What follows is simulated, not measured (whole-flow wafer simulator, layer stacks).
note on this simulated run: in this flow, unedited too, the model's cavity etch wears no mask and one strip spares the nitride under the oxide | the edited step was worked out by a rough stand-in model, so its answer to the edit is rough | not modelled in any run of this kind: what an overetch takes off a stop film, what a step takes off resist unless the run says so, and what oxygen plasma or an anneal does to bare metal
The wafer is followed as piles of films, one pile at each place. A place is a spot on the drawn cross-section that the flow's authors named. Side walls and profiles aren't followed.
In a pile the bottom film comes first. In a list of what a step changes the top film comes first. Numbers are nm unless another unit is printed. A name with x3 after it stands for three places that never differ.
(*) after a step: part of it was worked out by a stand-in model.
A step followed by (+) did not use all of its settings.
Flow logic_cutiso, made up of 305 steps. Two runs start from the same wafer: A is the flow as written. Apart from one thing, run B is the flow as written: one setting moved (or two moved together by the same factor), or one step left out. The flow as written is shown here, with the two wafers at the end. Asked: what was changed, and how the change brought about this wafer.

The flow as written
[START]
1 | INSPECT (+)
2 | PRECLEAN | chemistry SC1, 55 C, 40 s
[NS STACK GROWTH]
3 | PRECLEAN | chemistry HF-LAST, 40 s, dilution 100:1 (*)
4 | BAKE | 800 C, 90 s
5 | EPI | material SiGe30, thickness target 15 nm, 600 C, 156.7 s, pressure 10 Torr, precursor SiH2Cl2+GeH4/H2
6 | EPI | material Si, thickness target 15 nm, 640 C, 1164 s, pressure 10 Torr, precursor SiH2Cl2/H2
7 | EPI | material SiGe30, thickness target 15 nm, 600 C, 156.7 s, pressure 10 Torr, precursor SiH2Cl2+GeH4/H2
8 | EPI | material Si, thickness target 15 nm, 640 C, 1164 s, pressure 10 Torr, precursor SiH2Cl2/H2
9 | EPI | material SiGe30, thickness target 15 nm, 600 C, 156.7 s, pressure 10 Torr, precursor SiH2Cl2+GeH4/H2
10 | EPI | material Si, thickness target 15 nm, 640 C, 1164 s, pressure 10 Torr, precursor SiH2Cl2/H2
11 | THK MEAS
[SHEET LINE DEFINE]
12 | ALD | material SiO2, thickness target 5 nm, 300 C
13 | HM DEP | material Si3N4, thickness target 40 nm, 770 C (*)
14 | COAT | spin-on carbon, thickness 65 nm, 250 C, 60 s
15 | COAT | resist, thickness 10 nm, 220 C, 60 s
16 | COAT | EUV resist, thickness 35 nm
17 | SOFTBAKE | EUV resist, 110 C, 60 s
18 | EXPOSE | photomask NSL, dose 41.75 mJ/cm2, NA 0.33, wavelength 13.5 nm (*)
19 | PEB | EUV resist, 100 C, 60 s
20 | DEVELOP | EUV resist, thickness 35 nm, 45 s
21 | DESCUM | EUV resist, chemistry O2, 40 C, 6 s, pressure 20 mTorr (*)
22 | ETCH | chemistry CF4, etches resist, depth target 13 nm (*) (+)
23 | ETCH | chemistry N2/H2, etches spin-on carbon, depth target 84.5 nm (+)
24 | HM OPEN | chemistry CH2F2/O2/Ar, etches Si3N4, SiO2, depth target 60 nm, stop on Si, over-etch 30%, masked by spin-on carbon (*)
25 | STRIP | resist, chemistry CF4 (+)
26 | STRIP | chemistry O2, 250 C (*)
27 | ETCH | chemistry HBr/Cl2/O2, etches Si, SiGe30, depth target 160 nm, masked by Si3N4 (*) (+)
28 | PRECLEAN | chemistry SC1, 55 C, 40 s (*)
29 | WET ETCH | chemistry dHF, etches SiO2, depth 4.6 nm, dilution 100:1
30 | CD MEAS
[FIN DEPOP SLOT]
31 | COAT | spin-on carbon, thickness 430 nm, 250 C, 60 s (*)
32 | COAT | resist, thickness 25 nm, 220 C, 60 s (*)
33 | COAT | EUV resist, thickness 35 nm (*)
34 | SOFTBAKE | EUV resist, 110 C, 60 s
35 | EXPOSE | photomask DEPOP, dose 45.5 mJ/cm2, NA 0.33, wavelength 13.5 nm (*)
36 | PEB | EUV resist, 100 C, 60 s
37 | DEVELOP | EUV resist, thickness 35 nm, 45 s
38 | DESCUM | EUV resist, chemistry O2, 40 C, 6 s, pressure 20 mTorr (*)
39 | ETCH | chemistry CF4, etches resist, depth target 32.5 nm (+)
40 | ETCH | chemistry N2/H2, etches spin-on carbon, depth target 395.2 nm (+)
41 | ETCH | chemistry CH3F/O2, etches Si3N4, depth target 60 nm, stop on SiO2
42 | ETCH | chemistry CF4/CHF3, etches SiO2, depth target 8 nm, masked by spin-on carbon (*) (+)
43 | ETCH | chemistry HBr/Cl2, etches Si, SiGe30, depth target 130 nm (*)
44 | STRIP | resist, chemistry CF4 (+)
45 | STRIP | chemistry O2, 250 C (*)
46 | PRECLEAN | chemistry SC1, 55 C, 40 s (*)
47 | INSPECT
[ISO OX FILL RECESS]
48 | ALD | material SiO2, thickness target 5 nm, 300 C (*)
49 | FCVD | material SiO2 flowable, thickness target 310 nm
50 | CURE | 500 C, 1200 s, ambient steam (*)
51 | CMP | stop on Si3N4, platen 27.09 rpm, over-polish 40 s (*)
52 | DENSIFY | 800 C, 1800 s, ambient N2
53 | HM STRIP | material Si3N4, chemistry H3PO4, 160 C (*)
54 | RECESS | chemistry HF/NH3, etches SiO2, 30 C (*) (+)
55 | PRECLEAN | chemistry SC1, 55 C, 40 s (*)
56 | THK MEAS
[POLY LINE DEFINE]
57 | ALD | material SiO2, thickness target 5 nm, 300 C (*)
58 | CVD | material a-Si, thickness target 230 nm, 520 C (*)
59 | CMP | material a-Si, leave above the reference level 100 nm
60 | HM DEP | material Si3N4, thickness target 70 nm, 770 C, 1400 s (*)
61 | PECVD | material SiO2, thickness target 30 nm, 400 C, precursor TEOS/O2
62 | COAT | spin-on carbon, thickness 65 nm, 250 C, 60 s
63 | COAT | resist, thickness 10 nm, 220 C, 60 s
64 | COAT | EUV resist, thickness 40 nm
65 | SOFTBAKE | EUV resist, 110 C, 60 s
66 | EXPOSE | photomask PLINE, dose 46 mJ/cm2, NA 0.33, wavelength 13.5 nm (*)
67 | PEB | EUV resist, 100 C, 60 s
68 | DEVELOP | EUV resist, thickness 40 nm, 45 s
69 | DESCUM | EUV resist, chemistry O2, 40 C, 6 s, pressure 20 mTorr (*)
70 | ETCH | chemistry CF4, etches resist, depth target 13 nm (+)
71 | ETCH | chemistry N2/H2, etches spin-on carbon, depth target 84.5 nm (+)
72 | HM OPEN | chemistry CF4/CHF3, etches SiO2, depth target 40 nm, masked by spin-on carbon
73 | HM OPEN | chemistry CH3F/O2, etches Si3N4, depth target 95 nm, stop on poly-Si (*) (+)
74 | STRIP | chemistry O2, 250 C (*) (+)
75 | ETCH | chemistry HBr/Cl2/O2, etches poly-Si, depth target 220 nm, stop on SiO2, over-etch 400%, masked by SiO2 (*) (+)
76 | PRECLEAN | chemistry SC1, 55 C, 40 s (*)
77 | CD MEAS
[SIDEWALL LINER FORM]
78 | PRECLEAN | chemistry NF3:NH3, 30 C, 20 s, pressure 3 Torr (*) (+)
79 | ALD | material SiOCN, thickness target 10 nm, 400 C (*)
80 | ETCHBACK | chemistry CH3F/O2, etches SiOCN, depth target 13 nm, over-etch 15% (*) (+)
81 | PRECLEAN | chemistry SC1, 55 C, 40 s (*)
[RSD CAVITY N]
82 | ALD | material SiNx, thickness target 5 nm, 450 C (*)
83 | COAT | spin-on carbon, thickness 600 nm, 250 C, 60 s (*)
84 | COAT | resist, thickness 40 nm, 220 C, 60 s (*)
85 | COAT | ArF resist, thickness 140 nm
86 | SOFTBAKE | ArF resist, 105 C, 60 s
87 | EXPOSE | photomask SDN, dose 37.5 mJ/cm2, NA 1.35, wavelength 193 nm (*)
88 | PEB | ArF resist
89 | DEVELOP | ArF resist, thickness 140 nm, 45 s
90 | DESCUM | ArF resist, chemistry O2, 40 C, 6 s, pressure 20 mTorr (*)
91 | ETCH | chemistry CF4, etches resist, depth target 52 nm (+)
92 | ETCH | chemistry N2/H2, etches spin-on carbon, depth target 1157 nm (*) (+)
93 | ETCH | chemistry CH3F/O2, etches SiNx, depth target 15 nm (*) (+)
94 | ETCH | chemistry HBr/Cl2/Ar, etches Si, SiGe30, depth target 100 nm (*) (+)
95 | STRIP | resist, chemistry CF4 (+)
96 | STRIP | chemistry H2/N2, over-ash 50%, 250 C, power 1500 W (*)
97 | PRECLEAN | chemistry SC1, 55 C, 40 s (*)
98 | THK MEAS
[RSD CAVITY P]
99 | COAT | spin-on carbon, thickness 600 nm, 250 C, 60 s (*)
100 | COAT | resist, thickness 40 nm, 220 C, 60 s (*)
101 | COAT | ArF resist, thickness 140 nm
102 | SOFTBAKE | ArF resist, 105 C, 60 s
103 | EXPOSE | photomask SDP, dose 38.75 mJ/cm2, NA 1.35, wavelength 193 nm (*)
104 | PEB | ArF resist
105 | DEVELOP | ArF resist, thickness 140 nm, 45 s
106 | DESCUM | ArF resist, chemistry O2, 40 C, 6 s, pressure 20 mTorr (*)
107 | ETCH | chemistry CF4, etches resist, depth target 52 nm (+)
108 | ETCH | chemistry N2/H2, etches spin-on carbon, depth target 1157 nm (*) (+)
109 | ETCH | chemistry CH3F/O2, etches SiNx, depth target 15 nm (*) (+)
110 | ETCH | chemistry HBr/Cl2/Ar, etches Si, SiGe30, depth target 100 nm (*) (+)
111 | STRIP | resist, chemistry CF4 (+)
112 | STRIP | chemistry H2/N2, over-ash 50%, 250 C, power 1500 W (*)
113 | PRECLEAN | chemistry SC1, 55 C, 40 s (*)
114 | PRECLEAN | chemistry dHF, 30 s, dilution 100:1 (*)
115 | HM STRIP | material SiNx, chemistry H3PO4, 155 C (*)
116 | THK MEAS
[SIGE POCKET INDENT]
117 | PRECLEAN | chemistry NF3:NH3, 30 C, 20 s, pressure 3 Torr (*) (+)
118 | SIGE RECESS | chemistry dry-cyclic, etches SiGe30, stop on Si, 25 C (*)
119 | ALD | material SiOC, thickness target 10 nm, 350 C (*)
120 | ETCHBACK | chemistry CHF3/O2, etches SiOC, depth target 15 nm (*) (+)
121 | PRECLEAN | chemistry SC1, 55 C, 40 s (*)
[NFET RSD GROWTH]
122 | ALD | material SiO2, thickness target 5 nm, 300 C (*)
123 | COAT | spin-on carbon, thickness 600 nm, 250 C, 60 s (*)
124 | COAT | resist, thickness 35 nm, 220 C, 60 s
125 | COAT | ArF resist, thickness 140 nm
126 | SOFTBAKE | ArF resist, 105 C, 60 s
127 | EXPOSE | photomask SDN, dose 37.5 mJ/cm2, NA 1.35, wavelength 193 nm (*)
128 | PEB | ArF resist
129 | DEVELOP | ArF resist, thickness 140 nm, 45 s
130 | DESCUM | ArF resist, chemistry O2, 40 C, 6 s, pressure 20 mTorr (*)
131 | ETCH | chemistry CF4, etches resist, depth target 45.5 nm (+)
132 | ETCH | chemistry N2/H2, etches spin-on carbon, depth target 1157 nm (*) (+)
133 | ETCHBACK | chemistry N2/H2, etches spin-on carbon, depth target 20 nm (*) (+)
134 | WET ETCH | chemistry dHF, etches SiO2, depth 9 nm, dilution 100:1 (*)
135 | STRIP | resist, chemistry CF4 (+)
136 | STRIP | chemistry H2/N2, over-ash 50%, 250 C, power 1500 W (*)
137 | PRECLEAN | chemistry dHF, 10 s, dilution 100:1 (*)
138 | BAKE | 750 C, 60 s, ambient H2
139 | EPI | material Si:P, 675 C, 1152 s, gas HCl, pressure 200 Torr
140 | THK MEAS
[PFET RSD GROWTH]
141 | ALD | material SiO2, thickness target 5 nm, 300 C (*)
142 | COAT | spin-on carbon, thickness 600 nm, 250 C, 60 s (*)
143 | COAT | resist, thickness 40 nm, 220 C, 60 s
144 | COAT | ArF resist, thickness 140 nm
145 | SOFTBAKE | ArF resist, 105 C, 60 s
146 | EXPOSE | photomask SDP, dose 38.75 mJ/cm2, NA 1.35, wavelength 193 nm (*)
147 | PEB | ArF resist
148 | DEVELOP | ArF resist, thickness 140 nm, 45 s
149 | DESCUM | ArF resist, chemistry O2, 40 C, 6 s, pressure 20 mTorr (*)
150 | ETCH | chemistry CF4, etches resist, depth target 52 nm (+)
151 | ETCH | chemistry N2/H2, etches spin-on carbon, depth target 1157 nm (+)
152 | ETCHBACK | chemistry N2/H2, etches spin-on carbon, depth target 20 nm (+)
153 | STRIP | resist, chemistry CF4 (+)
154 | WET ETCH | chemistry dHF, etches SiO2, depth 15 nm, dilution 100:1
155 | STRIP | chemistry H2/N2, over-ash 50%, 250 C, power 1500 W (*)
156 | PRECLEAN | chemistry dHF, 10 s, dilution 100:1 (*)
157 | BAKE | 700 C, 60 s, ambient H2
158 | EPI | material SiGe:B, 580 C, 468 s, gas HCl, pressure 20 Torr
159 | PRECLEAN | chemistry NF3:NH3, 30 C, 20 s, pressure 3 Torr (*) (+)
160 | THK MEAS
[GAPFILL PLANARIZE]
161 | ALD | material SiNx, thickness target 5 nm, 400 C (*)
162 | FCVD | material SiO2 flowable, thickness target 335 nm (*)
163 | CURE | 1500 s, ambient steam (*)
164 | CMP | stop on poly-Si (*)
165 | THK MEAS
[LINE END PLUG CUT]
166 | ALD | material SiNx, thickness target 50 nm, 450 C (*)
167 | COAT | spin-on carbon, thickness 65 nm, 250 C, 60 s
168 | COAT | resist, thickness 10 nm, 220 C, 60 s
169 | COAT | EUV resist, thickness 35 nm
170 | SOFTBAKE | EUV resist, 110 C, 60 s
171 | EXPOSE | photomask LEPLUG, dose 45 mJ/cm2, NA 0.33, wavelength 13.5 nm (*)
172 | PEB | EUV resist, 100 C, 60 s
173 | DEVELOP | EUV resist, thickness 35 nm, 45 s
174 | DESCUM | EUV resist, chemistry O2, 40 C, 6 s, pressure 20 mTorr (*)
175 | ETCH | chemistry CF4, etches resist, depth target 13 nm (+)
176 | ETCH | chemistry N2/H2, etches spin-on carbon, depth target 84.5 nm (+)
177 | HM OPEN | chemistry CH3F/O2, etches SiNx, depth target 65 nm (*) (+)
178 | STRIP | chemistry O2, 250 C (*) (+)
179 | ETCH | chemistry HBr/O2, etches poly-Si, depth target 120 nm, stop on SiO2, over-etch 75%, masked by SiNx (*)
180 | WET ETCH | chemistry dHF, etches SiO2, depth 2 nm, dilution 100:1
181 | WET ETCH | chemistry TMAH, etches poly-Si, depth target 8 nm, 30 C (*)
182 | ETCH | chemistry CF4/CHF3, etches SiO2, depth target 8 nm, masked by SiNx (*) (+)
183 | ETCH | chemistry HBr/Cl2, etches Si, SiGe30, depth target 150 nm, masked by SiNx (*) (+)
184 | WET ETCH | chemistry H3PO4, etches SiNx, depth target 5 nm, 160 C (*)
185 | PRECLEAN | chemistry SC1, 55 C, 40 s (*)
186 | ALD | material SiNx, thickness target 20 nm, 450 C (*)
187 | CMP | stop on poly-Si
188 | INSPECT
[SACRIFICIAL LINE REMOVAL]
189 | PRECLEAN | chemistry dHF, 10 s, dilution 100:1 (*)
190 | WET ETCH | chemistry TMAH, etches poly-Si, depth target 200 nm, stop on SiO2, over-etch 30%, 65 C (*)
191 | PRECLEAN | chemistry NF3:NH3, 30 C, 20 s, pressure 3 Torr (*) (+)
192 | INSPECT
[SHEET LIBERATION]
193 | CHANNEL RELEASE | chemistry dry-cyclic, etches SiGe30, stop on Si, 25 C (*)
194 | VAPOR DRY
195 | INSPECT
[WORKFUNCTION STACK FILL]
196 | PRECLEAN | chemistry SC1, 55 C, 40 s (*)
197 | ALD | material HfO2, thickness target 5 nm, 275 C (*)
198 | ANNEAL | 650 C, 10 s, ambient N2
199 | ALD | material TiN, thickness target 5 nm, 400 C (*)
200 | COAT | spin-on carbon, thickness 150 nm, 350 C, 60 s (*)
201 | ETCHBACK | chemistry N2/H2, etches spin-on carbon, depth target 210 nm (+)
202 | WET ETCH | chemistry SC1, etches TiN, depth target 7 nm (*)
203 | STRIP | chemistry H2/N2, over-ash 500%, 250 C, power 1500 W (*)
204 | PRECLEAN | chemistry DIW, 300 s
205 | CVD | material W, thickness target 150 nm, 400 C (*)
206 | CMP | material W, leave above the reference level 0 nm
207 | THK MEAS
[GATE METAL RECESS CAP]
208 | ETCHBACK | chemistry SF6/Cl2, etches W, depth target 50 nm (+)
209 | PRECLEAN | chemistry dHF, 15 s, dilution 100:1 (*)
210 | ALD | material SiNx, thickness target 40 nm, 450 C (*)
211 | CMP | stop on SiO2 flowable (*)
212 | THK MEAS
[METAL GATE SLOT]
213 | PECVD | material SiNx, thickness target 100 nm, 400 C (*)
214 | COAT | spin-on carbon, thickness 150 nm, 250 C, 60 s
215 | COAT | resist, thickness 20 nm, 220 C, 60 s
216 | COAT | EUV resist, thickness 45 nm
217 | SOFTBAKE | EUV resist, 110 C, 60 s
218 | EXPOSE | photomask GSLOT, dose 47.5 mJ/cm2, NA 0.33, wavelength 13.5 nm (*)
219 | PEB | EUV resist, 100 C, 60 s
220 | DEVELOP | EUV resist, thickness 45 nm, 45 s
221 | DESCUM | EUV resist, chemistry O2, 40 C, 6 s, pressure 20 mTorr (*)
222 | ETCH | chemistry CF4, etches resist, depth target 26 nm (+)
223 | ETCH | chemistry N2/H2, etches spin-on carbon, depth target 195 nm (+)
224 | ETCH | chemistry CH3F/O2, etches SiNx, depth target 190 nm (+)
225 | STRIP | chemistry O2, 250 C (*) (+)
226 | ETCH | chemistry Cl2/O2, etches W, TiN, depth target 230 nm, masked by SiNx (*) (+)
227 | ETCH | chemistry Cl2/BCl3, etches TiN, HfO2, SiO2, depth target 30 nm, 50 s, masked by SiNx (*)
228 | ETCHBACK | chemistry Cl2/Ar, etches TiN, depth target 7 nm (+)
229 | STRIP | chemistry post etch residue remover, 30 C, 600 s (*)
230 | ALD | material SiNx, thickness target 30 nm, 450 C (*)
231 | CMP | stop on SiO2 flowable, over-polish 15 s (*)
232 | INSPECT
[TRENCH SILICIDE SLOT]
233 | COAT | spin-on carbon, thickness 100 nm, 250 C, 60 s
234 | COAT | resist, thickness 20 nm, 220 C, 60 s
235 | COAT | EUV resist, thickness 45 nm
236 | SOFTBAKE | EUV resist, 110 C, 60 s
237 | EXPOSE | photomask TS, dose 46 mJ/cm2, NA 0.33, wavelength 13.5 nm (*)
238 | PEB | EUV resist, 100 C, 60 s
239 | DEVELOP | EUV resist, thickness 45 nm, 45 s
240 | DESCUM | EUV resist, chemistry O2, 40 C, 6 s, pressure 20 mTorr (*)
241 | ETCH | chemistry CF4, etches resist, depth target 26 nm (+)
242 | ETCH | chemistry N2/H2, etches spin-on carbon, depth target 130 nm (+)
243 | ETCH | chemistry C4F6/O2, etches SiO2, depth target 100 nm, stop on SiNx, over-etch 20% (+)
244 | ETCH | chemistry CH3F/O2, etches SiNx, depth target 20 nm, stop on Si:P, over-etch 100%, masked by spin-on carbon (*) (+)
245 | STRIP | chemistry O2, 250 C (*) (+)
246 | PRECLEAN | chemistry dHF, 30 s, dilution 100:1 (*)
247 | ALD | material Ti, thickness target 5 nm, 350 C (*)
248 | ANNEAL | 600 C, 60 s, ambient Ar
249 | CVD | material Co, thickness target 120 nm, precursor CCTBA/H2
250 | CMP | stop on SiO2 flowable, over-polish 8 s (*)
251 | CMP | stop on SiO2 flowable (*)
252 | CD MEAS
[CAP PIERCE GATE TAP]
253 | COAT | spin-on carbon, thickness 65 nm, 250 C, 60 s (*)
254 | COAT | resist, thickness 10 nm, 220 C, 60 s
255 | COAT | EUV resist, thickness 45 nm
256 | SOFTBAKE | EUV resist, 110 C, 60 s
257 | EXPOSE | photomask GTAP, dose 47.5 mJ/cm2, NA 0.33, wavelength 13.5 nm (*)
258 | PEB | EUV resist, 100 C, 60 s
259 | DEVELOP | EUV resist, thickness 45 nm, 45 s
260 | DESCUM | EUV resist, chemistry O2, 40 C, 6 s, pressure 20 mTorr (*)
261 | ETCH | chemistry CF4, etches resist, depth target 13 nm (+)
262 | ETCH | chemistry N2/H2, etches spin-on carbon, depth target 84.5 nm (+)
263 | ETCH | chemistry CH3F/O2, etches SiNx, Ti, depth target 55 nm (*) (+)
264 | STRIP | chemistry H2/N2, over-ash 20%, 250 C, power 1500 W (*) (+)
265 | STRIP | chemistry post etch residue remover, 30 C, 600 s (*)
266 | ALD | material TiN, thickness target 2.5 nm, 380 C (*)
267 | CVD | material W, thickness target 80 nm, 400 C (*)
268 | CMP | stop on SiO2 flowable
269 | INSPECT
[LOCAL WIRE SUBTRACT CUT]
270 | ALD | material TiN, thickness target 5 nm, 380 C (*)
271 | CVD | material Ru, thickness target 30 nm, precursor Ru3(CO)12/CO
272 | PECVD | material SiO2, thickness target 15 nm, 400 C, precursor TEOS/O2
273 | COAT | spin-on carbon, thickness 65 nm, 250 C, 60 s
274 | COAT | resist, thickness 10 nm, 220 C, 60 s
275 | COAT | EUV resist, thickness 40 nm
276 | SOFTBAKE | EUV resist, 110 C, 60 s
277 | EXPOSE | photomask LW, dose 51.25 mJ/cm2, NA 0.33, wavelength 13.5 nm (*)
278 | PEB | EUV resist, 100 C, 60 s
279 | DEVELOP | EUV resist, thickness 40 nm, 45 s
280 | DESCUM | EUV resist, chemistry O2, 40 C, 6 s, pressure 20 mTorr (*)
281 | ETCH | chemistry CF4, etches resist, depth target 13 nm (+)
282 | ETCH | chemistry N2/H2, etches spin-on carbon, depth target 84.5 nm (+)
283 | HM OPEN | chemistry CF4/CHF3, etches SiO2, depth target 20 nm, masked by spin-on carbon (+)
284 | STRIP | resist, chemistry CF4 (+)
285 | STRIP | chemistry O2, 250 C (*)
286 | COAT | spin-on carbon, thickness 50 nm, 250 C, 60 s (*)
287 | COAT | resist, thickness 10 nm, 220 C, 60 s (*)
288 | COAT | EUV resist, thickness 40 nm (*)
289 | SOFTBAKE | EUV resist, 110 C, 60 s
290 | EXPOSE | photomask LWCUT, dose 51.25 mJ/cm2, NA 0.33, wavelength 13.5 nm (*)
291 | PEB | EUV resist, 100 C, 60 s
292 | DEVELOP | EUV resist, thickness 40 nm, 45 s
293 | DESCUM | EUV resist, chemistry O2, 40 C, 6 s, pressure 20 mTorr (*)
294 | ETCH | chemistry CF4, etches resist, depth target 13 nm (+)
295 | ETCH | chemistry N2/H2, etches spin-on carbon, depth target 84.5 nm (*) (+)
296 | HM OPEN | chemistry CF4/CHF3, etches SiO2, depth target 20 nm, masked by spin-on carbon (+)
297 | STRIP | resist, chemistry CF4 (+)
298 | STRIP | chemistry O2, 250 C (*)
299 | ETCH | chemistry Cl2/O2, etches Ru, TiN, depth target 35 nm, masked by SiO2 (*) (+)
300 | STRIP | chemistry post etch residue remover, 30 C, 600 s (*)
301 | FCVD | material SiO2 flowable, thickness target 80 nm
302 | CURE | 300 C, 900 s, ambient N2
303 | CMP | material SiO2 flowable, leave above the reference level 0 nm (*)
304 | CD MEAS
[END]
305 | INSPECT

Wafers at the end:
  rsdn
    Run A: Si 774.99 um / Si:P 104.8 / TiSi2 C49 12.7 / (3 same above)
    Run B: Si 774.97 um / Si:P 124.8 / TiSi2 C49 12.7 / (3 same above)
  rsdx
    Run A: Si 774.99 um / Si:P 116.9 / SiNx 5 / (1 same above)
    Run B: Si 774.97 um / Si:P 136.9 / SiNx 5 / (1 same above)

The reason: step 94, ETCH: depth target 120 nm was run, while the flow as written has depth target 100 nm.

Step by step, how the change led to this:
  94 | ETCH | chemistry HBr/Cl2/Ar, etches Si, SiGe30, depth target 100 nm (*) (+)
      rsdn, rsdx: A -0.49 chemical SiO2 (all of it), -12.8 Si (all of it), -15 SiGe30 (all of it), -15 Si (all of it), -15 SiGe30 (all of it), -15 Si (all of it), -15 SiGe30 (all of it), -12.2 Si | B -0.49 chemical SiO2 (all of it), -12.8 Si (all of it), -15 SiGe30 (all of it), -15 Si (all of it), -15 SiGe30 (all of it), -15 Si (all of it), -15 SiGe30 (all of it), -32.2 Si
  99 | COAT | spin-on carbon, thickness 600 nm, 250 C, 60 s (*)
      rsdn, rsdx: A +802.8 spin-on carbon (new film) | B +819.5 spin-on carbon (new film)
  112 | STRIP | chemistry H2/N2, over-ash 50%, 250 C, power 1500 W (*)
      rsdn, rsdx: A -802.8 spin-on carbon (all of it) | B -819.5 spin-on carbon (all of it)
  123 | COAT | spin-on carbon, thickness 600 nm, 250 C, 60 s (*)
      rsdn, rsdx: A +783.3 spin-on carbon (new film) | B +800.8 spin-on carbon (new film)
  132 | ETCH | chemistry N2/H2, etches spin-on carbon, depth target 1157 nm (*) (+)
      gxn: A -499.4 spin-on carbon (all of it), -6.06 SiO2 | B -496.9 spin-on carbon (all of it), -6.76 SiO2 (all of it)
      depop, dpovl, gfld and 12 more: A -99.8 ArF resist (all of it), -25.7 resist | B -99.8 ArF resist (all of it), -26.4 resist
      (as well as at 2 more places)
  133 | ETCHBACK | chemistry N2/H2, etches spin-on carbon, depth target 20 nm (*) (+)
      gxn: A -0.7 SiO2 (all of it), -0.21 Si3N4 | B -0.56 Si3N4
  135 | STRIP | resist, chemistry CF4 (+)
      depop, dpovl, gxf and 6 more: A -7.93 resist (all of it) | B -7.3 resist (all of it)
      gfld, glp, iso, lnri, rsdw: A -7.93 resist (all of it) | B -7.29 resist (all of it)
      (as well as at 6 more places)
  139 | EPI | material Si:P, 675 C, 1152 s, gas HCl, pressure 200 Torr
      rsdn, rsdx: A +116.9 Si:P (new film) | B +136.9 Si:P (new film)
  141 | ALD | material SiO2, thickness target 5 nm, 300 C (*)
      gxn: A +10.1 SiO2 (new film) | B +6.18 SiO2 (new film)
  159 | PRECLEAN | chemistry NF3:NH3, 30 C, 20 s, pressure 3 Torr (*) (+)
      gxn: A -7.5 SiO2 | B -4.66 SiO2 (all of it), -0.21 Si3N4
  164 | CMP | stop on poly-Si (*)
      gxn: A -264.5 SiO2 flowable (all of it), -5 SiNx (all of it), -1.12 SiO2 (all of it), -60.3 Si3N4 (all of it) | B -265.5 SiO2 flowable (all of it), -5 SiNx (all of it), -60.5 Si3N4 (all of it)
